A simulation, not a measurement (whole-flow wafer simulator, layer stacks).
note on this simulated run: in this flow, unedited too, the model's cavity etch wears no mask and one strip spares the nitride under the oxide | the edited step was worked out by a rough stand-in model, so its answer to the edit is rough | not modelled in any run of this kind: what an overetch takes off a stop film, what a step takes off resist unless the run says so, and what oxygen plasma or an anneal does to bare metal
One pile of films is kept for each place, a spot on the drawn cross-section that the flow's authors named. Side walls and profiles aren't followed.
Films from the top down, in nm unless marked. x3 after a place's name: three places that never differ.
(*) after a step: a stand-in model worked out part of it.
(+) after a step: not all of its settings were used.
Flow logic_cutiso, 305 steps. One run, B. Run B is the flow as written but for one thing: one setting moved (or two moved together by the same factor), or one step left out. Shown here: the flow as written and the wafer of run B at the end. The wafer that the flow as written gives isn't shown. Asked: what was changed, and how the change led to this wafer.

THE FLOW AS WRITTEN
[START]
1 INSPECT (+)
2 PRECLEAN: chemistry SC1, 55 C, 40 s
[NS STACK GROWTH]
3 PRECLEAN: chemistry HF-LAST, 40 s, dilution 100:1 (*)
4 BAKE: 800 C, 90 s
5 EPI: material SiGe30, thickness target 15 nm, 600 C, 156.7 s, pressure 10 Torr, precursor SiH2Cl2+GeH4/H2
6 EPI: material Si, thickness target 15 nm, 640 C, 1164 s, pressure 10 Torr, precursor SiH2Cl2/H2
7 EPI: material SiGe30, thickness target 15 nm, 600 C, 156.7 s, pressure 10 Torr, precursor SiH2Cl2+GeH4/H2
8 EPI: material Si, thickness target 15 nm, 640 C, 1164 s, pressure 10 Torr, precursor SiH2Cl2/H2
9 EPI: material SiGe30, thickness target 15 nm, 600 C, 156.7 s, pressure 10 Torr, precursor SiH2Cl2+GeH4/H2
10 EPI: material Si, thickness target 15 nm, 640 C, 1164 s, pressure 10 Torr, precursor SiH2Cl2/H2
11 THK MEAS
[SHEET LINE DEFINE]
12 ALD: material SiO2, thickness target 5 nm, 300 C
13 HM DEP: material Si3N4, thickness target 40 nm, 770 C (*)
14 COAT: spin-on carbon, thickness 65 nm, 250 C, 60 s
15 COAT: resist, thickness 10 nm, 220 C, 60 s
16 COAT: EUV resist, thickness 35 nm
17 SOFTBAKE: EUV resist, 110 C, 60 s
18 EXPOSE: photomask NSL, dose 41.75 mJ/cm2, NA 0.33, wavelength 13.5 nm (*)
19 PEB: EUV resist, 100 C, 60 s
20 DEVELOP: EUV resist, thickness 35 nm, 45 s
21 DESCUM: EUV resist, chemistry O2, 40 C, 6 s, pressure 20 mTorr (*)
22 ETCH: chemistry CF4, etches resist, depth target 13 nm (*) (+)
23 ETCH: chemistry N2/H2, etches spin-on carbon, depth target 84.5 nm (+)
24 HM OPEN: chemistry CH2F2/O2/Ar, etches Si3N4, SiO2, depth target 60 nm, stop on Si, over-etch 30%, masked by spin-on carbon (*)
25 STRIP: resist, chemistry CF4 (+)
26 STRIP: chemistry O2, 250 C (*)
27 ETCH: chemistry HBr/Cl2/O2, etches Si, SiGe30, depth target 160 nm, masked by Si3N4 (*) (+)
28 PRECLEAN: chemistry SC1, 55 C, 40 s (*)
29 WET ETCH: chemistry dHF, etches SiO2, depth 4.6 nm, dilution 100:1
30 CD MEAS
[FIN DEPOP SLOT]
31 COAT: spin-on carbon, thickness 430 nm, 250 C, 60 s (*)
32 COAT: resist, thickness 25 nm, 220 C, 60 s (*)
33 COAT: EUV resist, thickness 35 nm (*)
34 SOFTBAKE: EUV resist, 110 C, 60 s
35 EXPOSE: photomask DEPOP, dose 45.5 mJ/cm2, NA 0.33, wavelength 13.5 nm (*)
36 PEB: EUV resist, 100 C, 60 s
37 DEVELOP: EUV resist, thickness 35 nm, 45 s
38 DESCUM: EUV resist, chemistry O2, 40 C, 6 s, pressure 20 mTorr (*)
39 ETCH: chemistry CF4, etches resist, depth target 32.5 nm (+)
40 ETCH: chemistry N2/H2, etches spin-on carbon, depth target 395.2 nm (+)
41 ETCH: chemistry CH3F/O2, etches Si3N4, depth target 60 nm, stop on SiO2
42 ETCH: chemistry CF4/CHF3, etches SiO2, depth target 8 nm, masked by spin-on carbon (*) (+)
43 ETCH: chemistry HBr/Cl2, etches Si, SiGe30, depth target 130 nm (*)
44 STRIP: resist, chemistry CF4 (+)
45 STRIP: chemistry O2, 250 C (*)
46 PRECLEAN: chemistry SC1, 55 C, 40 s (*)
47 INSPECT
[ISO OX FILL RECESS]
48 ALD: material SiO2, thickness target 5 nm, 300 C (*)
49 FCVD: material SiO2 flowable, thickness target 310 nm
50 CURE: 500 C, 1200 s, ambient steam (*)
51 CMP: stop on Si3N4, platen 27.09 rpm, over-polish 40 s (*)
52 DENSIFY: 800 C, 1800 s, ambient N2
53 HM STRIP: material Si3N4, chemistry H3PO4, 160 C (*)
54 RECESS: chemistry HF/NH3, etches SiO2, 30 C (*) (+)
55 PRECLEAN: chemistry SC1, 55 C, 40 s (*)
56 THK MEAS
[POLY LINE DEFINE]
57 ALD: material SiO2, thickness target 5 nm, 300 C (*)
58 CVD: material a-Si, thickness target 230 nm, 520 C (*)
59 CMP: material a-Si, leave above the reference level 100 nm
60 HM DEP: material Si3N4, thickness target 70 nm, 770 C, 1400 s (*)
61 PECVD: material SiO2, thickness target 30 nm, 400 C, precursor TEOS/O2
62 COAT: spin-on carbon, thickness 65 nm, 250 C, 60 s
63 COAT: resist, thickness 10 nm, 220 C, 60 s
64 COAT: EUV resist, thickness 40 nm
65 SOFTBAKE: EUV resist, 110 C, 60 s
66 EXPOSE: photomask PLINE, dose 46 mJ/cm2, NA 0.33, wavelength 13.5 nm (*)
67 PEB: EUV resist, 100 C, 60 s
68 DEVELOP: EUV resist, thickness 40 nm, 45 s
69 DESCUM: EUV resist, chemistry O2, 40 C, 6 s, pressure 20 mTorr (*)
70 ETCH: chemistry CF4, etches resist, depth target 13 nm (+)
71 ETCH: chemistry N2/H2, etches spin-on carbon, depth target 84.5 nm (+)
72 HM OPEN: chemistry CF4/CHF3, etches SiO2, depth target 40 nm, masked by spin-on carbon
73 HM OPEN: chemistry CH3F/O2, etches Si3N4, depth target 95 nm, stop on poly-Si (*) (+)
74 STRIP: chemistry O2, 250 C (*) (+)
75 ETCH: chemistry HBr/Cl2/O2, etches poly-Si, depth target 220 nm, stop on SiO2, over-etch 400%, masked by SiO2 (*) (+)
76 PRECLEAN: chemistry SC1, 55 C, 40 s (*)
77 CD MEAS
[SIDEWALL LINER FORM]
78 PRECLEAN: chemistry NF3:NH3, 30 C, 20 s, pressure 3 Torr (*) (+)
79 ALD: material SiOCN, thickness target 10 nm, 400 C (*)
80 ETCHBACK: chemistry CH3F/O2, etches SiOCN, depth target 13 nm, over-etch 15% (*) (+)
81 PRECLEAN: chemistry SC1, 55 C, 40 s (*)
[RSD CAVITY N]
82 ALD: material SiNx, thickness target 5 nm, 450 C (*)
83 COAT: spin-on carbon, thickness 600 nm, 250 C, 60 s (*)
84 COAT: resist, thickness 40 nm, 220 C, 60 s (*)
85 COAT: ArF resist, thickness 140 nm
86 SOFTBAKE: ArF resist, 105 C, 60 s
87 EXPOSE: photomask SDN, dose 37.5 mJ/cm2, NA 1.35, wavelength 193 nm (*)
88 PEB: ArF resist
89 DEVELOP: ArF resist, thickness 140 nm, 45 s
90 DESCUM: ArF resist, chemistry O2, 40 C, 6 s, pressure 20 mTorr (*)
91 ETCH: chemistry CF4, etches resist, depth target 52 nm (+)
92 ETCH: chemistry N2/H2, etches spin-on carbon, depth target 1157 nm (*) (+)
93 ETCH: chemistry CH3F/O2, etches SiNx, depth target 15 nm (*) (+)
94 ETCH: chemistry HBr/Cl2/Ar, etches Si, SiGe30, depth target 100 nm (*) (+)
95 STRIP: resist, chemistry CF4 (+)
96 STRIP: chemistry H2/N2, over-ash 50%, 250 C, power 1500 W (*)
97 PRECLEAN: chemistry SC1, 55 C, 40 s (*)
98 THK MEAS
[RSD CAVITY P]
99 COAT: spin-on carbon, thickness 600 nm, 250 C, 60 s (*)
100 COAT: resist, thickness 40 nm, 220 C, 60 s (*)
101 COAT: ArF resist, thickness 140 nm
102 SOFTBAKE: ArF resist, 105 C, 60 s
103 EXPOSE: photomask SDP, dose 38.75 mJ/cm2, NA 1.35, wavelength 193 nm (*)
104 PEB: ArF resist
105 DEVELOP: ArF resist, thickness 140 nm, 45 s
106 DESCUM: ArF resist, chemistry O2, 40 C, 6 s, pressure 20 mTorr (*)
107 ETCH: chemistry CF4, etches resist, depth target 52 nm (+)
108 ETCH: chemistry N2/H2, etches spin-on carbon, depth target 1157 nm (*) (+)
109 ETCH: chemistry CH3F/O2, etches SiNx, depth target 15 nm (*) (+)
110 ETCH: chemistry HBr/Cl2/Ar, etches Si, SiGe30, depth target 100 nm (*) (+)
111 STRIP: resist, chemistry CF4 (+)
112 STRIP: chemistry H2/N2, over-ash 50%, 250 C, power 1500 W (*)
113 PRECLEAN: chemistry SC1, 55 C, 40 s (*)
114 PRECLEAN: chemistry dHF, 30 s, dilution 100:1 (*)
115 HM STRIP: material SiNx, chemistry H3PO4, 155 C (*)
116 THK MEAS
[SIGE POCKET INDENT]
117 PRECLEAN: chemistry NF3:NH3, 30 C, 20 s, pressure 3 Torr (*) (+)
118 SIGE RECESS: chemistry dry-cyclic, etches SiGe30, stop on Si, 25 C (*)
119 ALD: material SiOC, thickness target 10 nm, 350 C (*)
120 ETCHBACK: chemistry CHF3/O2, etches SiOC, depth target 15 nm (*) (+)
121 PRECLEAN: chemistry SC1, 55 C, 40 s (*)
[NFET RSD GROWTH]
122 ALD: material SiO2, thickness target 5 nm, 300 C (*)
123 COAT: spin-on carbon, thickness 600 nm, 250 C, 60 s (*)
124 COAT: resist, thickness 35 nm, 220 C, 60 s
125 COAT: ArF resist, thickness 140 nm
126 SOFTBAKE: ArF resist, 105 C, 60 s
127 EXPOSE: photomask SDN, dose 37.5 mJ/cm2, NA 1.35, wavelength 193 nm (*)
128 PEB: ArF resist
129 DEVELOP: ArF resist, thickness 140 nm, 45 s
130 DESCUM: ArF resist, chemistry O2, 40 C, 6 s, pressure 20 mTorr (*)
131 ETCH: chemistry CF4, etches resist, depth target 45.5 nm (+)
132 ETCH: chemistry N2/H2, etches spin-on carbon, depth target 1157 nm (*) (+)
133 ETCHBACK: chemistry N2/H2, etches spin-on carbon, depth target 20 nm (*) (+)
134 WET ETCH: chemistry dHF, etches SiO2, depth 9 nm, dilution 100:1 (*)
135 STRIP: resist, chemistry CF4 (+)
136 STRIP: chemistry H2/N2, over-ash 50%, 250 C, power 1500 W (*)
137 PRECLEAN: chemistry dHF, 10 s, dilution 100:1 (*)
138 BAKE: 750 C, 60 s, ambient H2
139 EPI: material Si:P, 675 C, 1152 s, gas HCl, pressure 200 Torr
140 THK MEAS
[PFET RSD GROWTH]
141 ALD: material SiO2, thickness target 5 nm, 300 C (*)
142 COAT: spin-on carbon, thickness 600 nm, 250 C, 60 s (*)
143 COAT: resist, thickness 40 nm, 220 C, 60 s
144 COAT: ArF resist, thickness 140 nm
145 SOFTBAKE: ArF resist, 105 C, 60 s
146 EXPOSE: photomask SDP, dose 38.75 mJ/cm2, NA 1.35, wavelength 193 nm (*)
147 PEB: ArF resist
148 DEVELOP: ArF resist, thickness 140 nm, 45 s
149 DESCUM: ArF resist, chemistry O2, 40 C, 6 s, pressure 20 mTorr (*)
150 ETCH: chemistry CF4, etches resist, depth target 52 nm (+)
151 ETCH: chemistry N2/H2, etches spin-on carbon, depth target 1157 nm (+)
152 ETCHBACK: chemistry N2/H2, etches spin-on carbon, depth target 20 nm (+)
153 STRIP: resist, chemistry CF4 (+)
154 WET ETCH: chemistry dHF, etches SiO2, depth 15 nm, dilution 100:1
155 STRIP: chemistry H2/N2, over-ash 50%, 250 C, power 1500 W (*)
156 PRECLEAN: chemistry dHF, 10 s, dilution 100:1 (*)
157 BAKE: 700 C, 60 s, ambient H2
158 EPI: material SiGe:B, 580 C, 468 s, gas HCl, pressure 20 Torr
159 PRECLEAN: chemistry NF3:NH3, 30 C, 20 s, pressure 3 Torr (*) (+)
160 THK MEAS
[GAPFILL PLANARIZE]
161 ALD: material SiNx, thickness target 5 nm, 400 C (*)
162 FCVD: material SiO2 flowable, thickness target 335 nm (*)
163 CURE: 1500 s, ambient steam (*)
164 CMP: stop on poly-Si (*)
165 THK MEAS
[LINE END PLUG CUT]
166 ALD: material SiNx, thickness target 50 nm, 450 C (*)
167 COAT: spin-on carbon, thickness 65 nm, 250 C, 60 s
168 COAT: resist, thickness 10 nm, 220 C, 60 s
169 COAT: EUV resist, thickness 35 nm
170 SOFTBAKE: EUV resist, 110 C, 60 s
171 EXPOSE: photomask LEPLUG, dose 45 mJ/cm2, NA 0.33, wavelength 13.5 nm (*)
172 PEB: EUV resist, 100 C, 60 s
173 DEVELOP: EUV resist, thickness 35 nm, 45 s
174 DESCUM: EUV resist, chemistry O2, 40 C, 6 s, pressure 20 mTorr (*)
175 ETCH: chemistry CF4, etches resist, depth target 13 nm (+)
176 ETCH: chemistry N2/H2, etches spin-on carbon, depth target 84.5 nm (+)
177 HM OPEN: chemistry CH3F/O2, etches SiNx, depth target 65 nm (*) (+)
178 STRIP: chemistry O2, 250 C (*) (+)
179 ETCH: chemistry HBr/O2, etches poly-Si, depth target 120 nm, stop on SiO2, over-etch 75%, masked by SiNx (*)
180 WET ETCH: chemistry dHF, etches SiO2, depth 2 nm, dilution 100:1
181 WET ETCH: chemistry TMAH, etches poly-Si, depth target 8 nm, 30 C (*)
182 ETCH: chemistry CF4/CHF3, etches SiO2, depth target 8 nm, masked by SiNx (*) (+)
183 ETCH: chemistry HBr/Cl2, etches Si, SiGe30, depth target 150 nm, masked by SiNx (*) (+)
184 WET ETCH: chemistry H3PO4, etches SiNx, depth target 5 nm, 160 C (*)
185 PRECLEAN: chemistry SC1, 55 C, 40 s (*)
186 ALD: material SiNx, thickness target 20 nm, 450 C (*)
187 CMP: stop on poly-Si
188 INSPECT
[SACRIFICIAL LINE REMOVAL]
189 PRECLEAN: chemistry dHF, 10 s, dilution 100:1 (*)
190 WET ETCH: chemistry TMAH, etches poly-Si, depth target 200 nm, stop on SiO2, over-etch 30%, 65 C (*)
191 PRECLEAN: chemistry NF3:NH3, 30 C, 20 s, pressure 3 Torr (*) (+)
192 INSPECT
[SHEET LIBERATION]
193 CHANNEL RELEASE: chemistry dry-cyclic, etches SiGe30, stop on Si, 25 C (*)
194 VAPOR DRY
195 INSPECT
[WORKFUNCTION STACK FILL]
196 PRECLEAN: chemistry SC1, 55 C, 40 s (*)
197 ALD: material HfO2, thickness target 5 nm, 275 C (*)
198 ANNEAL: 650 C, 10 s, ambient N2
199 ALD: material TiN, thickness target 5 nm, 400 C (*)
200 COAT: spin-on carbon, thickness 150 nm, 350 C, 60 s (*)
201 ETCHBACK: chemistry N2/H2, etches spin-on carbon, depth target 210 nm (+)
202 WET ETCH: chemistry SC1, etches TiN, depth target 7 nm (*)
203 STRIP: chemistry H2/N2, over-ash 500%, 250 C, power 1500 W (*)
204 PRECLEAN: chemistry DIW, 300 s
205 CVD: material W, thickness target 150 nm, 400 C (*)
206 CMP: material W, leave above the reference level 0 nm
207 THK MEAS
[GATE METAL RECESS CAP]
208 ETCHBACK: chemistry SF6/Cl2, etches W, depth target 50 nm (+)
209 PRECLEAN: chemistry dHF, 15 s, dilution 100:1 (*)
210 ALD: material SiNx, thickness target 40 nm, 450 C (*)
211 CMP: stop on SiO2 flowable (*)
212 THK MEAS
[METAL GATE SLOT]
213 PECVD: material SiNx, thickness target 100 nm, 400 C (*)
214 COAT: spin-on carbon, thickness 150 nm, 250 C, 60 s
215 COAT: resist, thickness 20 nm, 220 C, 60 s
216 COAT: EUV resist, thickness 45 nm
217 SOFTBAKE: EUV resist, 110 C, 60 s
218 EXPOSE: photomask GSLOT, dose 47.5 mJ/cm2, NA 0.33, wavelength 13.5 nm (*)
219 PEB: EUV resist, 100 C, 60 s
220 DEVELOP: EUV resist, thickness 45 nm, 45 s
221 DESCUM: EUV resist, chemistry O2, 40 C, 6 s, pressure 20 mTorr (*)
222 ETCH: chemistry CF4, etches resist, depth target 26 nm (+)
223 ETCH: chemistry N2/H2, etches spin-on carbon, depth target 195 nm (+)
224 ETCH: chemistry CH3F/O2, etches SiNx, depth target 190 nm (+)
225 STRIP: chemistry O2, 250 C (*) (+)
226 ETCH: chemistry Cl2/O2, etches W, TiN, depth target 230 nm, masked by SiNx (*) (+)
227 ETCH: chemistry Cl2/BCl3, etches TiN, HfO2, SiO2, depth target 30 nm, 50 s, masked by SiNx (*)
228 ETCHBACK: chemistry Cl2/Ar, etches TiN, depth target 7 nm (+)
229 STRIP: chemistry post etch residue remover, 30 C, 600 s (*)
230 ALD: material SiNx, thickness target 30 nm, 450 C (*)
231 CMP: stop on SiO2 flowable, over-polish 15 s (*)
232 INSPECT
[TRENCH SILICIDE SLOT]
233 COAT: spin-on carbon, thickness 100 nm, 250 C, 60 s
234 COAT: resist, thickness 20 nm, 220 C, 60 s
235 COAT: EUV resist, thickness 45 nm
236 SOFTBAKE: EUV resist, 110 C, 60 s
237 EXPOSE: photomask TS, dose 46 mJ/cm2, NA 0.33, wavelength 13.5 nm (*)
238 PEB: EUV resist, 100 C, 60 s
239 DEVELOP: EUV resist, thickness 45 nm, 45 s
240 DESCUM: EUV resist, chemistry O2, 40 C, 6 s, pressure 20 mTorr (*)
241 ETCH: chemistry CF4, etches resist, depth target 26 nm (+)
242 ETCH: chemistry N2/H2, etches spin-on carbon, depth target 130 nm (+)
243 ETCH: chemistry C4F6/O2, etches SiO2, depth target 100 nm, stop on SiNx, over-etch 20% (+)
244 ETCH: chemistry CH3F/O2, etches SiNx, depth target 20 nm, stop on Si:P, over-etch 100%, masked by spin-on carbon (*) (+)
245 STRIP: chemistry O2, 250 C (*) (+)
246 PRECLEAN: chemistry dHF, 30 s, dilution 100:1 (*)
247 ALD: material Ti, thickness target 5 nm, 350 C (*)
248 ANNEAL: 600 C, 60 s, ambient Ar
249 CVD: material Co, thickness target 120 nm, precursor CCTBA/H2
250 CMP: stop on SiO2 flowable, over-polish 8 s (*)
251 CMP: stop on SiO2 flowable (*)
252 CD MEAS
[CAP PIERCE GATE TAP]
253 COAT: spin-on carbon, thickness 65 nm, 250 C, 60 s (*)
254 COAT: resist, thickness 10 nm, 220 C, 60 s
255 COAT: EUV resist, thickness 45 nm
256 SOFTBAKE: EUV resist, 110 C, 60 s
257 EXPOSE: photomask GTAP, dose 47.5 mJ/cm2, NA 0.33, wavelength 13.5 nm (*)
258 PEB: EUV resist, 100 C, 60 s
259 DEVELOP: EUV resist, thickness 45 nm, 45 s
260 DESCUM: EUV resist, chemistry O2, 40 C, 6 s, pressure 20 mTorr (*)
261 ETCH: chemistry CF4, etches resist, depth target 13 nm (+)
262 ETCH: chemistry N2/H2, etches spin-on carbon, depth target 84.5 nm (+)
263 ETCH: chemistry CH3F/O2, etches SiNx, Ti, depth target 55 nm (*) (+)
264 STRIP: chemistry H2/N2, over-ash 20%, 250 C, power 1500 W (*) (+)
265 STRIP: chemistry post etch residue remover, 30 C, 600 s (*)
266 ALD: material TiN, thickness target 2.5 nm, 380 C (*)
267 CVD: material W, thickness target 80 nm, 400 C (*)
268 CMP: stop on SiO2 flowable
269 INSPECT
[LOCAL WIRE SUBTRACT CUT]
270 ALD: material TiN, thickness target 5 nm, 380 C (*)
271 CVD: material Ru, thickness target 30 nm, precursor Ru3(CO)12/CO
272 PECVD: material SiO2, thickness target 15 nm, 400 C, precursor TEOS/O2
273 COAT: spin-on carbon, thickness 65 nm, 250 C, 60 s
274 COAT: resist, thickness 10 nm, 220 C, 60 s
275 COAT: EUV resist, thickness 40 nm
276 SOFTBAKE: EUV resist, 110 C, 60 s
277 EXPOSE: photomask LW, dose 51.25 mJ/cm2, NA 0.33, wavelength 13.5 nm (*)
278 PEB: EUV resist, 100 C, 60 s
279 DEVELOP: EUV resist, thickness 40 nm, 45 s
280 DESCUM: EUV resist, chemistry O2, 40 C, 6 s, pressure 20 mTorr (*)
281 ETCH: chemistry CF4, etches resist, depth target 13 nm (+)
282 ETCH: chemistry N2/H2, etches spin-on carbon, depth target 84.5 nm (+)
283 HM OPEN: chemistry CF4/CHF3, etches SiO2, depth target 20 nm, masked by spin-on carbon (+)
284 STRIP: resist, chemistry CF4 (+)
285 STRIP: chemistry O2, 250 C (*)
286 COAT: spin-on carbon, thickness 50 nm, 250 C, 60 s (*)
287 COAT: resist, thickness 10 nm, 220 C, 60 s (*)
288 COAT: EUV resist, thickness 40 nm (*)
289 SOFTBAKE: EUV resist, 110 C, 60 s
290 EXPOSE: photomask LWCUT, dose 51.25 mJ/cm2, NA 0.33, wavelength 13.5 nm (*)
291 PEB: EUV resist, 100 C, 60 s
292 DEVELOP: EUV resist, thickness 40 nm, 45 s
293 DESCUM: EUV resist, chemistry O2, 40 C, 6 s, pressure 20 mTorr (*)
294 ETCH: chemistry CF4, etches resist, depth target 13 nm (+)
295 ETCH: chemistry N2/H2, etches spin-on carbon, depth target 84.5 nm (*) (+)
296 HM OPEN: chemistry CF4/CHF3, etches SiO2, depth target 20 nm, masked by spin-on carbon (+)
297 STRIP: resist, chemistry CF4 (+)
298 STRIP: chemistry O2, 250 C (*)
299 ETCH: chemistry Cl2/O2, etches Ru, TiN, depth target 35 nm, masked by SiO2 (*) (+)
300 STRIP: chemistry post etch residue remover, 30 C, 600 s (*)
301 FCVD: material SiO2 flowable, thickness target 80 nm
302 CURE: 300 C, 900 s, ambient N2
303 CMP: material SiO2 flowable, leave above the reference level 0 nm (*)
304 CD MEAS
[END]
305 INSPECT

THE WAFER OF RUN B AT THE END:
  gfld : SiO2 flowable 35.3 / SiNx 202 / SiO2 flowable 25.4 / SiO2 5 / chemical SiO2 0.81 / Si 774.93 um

The cause: step 227, ETCH: depth target 43.5 nm was run, where the flow has depth target 30 nm.

How the change led to this, step by step:
  227 ETCH: chemistry Cl2/BCl3, etches TiN, HfO2, SiO2, depth target 30 nm, 50 s, masked by SiNx (*)
      gfld: HfO2 -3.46 (all of it), SiO2 flowable -40 (as written it would be: HfO2 -3.46 (all of it), SiO2 flowable -26.5)
  230 ALD: material SiNx, thickness target 30 nm, 450 C (*)
      gfld: SiNx +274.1 (new film) (as written it would be: SiNx +260.6 (new film))
